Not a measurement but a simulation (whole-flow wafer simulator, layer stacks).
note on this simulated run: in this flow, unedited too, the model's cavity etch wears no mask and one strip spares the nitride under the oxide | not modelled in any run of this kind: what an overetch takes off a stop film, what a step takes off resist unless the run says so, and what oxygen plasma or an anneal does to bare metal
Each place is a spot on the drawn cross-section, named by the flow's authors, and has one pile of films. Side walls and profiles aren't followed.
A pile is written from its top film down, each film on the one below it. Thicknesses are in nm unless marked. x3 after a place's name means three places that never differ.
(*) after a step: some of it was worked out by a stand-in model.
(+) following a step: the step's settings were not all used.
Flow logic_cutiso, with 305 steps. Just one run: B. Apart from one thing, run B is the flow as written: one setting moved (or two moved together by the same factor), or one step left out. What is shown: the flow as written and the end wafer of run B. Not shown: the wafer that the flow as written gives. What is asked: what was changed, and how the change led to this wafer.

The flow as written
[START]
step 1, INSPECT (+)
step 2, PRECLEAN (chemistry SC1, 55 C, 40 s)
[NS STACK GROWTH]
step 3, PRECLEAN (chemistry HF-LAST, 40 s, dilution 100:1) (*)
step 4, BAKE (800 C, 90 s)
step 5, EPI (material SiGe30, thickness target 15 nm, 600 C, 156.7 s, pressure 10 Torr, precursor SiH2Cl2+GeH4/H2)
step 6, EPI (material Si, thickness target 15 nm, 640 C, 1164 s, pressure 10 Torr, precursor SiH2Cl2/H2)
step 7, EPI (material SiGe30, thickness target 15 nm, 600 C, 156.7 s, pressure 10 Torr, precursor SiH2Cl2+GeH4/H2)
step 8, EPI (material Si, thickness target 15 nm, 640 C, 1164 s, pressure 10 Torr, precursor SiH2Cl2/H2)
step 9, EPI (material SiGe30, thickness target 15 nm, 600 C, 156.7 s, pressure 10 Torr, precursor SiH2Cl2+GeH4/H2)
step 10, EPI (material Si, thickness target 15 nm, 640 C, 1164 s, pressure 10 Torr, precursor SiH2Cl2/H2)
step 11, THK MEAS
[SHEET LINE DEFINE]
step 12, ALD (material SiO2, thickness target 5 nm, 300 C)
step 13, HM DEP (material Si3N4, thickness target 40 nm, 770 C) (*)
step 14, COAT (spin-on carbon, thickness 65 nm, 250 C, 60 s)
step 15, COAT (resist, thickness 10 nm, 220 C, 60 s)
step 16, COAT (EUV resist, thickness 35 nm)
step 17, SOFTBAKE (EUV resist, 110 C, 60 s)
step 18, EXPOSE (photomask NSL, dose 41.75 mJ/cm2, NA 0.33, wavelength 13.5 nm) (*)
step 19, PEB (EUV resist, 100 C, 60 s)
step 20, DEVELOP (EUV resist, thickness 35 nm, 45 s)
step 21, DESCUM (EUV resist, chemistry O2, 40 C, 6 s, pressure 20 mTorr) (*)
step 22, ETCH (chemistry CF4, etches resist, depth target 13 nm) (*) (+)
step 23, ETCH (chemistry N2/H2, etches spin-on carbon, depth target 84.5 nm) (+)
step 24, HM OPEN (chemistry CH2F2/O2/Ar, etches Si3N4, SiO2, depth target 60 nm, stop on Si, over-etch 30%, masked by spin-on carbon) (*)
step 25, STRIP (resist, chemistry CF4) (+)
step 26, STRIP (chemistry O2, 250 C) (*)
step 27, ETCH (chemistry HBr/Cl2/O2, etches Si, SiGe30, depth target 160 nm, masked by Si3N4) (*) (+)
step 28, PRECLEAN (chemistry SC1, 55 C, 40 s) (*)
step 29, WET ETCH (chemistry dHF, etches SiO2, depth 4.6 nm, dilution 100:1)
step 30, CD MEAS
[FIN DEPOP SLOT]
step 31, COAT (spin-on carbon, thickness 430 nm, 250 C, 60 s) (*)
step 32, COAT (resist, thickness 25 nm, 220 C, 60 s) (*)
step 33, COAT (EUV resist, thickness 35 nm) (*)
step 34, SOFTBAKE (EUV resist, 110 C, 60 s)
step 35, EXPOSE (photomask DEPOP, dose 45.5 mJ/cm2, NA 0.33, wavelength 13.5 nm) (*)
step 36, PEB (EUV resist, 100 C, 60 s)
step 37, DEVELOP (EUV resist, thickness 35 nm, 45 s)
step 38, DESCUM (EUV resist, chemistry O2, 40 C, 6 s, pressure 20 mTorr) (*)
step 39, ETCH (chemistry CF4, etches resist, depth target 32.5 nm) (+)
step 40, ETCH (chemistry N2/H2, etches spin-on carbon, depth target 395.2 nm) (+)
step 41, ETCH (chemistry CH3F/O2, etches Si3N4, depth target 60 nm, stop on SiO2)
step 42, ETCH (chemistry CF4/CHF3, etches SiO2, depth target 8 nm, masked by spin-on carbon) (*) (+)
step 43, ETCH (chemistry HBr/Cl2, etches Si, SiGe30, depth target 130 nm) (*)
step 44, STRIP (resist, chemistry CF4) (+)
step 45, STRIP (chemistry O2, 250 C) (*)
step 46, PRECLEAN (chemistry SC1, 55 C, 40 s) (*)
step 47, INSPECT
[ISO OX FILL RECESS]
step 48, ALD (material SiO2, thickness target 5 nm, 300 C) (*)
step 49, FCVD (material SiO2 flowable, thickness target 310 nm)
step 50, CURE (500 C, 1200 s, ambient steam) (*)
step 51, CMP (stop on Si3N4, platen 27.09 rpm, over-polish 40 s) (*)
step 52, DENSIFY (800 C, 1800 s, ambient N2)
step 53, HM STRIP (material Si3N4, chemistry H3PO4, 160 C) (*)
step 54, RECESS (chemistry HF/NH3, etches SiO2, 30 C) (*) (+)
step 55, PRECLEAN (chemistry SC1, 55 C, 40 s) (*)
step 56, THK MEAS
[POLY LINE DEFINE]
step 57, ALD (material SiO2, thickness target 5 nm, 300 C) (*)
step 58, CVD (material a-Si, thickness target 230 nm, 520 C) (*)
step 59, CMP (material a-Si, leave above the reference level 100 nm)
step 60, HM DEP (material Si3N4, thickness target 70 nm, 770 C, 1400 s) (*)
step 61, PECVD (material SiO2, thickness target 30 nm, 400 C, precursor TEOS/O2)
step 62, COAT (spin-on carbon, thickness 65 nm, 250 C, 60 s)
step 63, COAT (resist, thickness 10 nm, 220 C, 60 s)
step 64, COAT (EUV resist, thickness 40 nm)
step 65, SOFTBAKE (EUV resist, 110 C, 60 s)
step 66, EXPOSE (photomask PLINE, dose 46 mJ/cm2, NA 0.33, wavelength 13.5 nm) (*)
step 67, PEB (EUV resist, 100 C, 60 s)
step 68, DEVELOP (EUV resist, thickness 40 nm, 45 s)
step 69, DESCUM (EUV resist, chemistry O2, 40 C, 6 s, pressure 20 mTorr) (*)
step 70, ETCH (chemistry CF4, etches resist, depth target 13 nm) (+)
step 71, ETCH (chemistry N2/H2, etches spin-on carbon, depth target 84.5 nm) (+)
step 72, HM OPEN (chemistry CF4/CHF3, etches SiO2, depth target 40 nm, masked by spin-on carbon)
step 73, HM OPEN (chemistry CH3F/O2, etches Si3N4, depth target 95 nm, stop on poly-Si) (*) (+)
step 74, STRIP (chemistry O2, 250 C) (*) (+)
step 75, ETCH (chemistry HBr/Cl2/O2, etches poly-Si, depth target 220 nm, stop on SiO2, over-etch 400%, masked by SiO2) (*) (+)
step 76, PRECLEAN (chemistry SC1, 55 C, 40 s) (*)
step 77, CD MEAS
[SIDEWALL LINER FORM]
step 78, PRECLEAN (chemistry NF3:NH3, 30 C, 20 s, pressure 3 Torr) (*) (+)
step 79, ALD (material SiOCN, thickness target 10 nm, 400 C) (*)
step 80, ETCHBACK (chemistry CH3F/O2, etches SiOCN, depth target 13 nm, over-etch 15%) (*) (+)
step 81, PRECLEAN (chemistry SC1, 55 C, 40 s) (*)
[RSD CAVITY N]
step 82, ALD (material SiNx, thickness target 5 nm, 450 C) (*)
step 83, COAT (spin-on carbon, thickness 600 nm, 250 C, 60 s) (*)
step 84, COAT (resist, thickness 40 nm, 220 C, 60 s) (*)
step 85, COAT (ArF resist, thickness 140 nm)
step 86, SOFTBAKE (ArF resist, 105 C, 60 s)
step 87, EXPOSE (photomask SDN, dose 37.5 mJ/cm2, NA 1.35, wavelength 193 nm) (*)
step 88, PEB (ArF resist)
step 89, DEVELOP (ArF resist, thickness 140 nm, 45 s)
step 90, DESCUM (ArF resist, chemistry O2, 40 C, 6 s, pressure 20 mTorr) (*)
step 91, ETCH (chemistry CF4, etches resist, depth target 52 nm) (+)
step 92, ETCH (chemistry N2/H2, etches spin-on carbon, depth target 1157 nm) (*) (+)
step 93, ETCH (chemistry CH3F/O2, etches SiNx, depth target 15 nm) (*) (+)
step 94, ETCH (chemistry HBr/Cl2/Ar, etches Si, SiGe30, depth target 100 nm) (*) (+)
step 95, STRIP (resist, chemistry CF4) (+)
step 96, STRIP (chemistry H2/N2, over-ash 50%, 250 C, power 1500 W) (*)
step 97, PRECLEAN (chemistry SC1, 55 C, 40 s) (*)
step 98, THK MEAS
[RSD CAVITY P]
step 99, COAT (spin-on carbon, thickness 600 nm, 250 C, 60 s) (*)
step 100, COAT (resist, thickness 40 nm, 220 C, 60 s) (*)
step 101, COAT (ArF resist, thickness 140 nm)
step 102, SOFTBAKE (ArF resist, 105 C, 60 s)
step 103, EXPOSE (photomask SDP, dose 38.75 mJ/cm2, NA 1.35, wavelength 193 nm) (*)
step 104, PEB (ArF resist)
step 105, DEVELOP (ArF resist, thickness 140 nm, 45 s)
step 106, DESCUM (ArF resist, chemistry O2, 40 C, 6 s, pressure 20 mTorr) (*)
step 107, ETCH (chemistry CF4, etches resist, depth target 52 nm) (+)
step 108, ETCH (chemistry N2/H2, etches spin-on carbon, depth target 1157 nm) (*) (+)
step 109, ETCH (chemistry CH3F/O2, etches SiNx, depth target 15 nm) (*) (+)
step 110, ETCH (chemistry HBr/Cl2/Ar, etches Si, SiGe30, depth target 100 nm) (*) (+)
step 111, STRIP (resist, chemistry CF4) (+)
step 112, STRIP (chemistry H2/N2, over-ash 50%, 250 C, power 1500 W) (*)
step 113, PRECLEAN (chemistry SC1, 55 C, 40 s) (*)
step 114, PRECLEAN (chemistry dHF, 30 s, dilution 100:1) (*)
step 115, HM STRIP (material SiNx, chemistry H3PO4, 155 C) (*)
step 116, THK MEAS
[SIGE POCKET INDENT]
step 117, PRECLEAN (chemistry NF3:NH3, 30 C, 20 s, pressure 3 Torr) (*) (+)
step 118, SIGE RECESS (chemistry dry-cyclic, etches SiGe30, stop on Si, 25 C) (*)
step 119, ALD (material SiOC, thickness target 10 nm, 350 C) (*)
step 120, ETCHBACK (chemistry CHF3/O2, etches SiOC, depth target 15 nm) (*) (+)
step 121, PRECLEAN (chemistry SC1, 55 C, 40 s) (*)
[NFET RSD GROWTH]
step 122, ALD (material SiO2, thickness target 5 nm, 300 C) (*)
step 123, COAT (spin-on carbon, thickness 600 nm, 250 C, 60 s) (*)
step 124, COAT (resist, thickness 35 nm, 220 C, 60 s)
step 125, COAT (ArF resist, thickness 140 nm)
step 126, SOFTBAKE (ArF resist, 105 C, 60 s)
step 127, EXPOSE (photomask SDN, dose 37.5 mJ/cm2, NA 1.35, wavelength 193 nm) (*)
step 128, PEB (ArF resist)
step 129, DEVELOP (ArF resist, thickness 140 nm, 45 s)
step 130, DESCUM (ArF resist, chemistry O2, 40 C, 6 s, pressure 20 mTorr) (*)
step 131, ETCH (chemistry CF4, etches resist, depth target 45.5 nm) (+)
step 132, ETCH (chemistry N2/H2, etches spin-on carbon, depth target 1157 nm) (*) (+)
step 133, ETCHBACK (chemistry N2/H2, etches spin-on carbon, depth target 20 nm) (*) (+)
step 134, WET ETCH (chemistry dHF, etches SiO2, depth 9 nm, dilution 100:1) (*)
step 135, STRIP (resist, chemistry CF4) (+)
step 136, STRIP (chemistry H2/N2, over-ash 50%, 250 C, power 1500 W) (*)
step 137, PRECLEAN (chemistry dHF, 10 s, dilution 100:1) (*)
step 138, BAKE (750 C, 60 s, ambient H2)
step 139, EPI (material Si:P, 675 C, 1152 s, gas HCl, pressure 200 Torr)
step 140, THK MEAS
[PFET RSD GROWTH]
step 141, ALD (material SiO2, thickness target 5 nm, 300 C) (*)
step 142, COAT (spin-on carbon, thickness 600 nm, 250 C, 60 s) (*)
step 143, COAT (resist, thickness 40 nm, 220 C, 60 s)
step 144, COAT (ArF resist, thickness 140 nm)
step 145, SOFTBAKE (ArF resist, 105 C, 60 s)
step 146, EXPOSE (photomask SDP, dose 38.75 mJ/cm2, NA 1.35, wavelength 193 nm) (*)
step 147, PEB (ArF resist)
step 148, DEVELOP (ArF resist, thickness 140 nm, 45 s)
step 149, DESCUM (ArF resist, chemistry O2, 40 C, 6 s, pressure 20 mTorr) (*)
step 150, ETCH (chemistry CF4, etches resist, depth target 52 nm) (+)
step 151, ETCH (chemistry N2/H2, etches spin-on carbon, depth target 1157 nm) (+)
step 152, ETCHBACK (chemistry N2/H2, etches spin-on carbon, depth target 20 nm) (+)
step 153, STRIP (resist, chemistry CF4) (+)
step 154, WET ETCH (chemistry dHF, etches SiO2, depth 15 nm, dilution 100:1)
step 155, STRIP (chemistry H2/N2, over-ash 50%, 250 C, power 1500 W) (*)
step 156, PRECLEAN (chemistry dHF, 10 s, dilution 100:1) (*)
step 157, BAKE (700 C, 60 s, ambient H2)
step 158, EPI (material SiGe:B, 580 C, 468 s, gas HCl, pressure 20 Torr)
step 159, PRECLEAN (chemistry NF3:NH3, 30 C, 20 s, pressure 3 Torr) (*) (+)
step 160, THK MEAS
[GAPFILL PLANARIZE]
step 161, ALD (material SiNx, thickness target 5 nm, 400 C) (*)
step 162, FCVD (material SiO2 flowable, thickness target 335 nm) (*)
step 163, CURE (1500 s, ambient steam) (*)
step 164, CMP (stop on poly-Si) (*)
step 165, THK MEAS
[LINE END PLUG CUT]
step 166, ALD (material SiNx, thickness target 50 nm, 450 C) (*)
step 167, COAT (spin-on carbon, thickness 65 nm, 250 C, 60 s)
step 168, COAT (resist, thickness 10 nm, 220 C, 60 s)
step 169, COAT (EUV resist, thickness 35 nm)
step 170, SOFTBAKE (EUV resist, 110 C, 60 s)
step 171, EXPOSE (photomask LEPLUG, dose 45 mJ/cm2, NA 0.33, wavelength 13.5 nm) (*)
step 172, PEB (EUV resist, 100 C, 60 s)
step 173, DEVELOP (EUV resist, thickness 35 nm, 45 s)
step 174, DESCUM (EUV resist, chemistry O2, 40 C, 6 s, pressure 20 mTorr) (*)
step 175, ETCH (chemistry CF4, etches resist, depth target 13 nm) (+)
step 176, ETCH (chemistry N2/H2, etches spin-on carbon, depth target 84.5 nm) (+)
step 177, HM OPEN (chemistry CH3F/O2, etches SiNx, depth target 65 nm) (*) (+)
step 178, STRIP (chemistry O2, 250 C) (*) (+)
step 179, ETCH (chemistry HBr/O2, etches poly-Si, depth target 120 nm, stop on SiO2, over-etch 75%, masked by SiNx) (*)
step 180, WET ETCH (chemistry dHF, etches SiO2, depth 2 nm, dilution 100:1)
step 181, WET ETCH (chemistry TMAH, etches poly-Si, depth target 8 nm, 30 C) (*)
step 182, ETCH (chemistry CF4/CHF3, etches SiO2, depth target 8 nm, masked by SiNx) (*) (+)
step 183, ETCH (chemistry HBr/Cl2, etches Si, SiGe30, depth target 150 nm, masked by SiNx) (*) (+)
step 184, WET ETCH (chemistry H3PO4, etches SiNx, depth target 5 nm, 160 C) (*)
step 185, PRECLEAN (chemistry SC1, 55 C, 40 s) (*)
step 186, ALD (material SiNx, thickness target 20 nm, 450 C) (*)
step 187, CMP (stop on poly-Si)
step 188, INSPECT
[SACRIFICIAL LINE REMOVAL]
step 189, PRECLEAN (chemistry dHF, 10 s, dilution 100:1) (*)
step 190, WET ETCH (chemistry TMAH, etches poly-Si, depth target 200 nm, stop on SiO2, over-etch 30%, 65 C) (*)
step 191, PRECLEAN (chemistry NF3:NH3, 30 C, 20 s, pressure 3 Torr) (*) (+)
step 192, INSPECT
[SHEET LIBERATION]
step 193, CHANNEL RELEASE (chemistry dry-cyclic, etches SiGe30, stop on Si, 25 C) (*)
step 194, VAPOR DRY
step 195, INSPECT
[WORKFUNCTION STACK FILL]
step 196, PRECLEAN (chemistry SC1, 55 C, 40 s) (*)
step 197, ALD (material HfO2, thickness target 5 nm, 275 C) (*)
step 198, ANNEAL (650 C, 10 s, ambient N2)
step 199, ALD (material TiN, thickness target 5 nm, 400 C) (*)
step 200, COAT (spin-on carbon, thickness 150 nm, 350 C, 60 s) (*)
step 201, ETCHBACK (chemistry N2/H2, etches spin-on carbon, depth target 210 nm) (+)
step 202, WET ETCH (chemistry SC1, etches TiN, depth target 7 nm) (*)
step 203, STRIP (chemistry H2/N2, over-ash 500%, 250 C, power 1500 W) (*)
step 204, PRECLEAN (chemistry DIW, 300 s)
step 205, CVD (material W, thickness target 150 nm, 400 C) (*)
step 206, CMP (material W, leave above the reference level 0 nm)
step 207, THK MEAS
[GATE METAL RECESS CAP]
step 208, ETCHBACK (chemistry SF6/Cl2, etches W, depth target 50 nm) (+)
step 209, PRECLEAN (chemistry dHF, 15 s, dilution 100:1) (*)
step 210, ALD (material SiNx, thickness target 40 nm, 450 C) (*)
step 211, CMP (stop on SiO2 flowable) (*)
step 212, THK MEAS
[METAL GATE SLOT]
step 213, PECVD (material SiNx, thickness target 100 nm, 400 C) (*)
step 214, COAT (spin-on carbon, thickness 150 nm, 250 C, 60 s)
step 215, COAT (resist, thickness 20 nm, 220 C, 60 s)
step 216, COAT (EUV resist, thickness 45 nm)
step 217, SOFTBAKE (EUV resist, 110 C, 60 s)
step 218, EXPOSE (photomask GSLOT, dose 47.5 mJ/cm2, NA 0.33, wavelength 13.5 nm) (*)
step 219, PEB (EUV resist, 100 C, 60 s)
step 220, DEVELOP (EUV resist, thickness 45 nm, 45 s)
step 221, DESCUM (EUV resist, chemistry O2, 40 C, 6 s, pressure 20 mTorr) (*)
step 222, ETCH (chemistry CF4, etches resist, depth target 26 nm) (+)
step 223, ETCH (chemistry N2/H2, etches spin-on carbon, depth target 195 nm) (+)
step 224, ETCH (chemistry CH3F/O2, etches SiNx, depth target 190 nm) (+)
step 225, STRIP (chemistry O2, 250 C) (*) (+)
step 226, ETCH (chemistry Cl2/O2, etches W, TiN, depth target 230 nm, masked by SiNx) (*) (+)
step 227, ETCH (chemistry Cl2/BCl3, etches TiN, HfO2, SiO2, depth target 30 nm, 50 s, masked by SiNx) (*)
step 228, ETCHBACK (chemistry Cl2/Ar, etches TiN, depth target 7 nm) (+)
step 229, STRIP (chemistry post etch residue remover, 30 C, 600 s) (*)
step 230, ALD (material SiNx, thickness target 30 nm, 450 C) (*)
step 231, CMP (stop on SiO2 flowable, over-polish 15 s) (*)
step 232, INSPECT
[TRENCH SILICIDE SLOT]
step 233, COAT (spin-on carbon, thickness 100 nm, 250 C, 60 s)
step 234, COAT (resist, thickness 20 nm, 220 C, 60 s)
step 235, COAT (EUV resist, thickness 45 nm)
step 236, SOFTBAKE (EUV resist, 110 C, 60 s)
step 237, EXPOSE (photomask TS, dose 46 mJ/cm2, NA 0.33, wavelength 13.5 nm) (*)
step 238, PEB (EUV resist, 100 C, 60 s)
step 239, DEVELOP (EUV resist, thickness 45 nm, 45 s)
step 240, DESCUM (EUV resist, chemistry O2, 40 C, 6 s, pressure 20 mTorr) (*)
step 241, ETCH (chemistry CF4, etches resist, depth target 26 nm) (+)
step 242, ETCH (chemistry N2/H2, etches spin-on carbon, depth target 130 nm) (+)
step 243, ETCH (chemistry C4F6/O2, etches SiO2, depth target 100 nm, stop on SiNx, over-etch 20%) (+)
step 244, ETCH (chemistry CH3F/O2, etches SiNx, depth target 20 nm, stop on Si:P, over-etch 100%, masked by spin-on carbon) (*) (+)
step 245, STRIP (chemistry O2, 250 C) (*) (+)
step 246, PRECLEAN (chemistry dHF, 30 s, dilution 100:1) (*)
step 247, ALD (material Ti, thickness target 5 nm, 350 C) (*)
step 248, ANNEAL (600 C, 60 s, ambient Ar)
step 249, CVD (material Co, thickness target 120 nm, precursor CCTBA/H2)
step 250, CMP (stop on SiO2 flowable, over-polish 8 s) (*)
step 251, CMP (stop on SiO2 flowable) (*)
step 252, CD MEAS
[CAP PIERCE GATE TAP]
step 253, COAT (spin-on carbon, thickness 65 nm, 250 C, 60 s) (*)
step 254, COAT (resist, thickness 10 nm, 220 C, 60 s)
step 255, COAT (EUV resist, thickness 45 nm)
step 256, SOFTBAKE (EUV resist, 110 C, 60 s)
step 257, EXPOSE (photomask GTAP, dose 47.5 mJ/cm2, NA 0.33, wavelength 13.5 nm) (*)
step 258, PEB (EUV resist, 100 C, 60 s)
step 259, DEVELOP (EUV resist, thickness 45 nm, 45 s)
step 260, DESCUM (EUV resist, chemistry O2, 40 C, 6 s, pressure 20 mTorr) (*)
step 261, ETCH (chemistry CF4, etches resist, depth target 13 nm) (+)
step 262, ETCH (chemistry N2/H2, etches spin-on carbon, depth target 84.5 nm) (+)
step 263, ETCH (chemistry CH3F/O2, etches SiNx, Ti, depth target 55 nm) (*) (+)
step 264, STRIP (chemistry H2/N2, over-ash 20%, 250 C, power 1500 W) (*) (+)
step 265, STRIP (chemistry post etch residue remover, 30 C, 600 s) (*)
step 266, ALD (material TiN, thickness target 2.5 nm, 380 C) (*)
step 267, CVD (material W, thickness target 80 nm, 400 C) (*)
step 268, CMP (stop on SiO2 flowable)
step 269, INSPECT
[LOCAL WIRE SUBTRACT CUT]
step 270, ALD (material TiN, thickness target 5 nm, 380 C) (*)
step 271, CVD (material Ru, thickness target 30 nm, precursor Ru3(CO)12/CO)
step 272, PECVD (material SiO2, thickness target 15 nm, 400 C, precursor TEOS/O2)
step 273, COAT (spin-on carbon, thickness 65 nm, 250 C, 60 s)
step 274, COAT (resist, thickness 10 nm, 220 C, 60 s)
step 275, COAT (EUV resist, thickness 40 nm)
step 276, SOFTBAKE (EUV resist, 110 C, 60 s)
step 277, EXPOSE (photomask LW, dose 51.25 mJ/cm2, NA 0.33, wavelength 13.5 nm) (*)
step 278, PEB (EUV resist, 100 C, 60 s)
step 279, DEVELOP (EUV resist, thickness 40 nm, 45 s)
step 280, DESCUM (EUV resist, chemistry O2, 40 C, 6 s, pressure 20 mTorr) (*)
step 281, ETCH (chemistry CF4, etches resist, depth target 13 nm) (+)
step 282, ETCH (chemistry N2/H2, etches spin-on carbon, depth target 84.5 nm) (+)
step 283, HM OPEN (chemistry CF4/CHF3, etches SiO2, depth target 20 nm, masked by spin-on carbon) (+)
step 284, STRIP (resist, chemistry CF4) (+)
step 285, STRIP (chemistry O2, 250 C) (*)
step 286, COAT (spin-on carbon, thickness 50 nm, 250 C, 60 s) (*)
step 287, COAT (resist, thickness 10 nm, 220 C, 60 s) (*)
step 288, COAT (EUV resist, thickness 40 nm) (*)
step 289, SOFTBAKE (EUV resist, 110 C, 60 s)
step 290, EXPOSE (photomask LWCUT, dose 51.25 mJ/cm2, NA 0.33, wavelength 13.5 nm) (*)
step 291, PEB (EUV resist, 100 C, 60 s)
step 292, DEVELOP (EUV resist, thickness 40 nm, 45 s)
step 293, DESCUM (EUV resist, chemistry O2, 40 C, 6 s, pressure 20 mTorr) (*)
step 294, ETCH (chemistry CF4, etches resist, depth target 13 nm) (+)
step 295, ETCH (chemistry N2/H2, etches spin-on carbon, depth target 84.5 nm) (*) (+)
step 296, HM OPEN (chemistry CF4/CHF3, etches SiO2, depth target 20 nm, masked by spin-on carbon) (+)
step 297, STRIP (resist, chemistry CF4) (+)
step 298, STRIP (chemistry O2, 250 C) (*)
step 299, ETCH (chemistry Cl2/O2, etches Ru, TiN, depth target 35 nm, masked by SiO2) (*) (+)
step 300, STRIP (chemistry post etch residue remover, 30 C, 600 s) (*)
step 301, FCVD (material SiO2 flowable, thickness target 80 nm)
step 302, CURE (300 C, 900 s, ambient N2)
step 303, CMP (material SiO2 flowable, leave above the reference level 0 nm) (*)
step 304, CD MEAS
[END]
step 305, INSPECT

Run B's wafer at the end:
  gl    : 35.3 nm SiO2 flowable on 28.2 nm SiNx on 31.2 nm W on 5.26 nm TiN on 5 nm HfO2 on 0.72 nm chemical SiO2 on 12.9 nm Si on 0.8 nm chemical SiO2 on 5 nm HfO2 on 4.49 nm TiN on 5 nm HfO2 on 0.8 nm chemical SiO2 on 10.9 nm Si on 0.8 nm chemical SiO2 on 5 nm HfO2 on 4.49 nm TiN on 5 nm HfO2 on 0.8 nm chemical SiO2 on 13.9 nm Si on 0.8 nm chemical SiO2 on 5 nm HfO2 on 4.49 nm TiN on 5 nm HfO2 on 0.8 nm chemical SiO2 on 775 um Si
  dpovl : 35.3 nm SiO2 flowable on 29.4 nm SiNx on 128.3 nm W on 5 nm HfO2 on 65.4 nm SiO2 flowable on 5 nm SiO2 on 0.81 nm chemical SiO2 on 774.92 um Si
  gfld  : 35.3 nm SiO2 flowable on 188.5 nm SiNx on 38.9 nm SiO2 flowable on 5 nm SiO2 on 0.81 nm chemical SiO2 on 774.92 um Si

Cause: step 8, EPI: thickness target 12 nm was run, though the flow has thickness target 15 nm; step 8, EPI: 931.5 s was run, where the flow has 1164 s.

Step by step, how the change led to this:
  step 8, EPI (material Si, thickness target 15 nm, 640 C, 1164 s, pressure 10 Torr, precursor SiH2Cl2/H2)
      depop, dpovl, gfld and 19 more: Si gains 12 (new film) (as written it would have been: Si gains 15 (new film))
  step 27, ETCH (chemistry HBr/Cl2/O2, etches Si, SiGe30, depth target 160 nm, masked by Si3N4) (*) (+)
      gfld, gxf, iso, lnri: chemical SiO2 loses 0.79 (all of it), Si loses 11.4 (all of it), SiGe30 loses 15 (all of it), Si loses 12 (all of it), SiGe30 loses 15 (all of it), Si loses 15 (all of it), SiGe30 loses 15 (all of it), Si loses 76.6 (as written it would have been: chemical SiO2 loses 0.79 (all of it), Si loses 11.4 (all of it), SiGe30 loses 15 (all of it), Si loses 15 (all of it), SiGe30 loses 15 (all of it), Si loses 15 (all of it), SiGe30 loses 15 (all of it), Si loses 73.6)
      dpovl, nsgap: chemical SiO2 loses 0.79 (all of it), Si loses 11.8 (all of it), SiGe30 loses 15 (all of it), Si loses 12 (all of it), SiGe30 loses 15 (all of it), Si loses 15 (all of it), SiGe30 loses 15 (all of it), Si loses 76.2 (as written it would have been: chemical SiO2 loses 0.79 (all of it), Si loses 11.8 (all of it), SiGe30 loses 15 (all of it), Si loses 15 (all of it), SiGe30 loses 15 (all of it), Si loses 15 (all of it), SiGe30 loses 15 (all of it), Si loses 73.2)
      (also at 1 further place)
  step 43, ETCH (chemistry HBr/Cl2, etches Si, SiGe30, depth target 130 nm) (*)
      depop: Si loses 14 (all of it), SiGe30 loses 15 (all of it), Si loses 12 (all of it), SiGe30 loses 15 (all of it), Si loses 15 (all of it), SiGe30 loses 15 (all of it), Si loses 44 (as written it would have been: Si loses 14 (all of it), SiGe30 loses 15 (all of it), Si loses 15 (all of it), SiGe30 loses 15 (all of it), Si loses 15 (all of it), SiGe30 loses 15 (all of it), Si loses 41)
  step 94, ETCH (chemistry HBr/Cl2/Ar, etches Si, SiGe30, depth target 100 nm) (*) (+)
      rsdn, rsdx: chemical SiO2 loses 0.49 (all of it), Si loses 12.8 (all of it), SiGe30 loses 15 (all of it), Si loses 12 (all of it), SiGe30 loses 15 (all of it), Si loses 15 (all of it), SiGe30 loses 15 (all of it), Si loses 15.2 (as written it would have been: chemical SiO2 loses 0.49 (all of it), Si loses 12.8 (all of it), SiGe30 loses 15 (all of it), Si loses 15 (all of it), SiGe30 loses 15 (all of it), Si loses 15 (all of it), SiGe30 loses 15 (all of it), Si loses 12.2)
  step 110, ETCH (chemistry HBr/Cl2/Ar, etches Si, SiGe30, depth target 100 nm) (*) (+)
      rsdp, rsdw: chemical SiO2 loses 0.49 (all of it), Si loses 12.8 (all of it), SiGe30 loses 15 (all of it), Si loses 12 (all of it), SiGe30 loses 15 (all of it), Si loses 15 (all of it), SiGe30 loses 15 (all of it), Si loses 15.2 (as written it would have been: chemical SiO2 loses 0.49 (all of it), Si loses 12.8 (all of it), SiGe30 loses 15 (all of it), Si loses 15 (all of it), SiGe30 loses 15 (all of it), Si loses 15 (all of it), SiGe30 loses 15 (all of it), Si loses 12.2)
  step 183, ETCH (chemistry HBr/Cl2, etches Si, SiGe30, depth target 150 nm, masked by SiNx) (*) (+)
      plug: Si loses 13.6 (all of it), SiGe30 loses 15 (all of it), Si loses 12 (all of it), SiGe30 loses 15 (all of it), Si loses 15 (all of it), SiGe30 loses 15 (all of it), Si loses 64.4 (as written it would have been: Si loses 13.6 (all of it), SiGe30 loses 15 (all of it), Si loses 15 (all of it), SiGe30 loses 15 (all of it), Si loses 15 (all of it), SiGe30 loses 15 (all of it), Si loses 61.4)
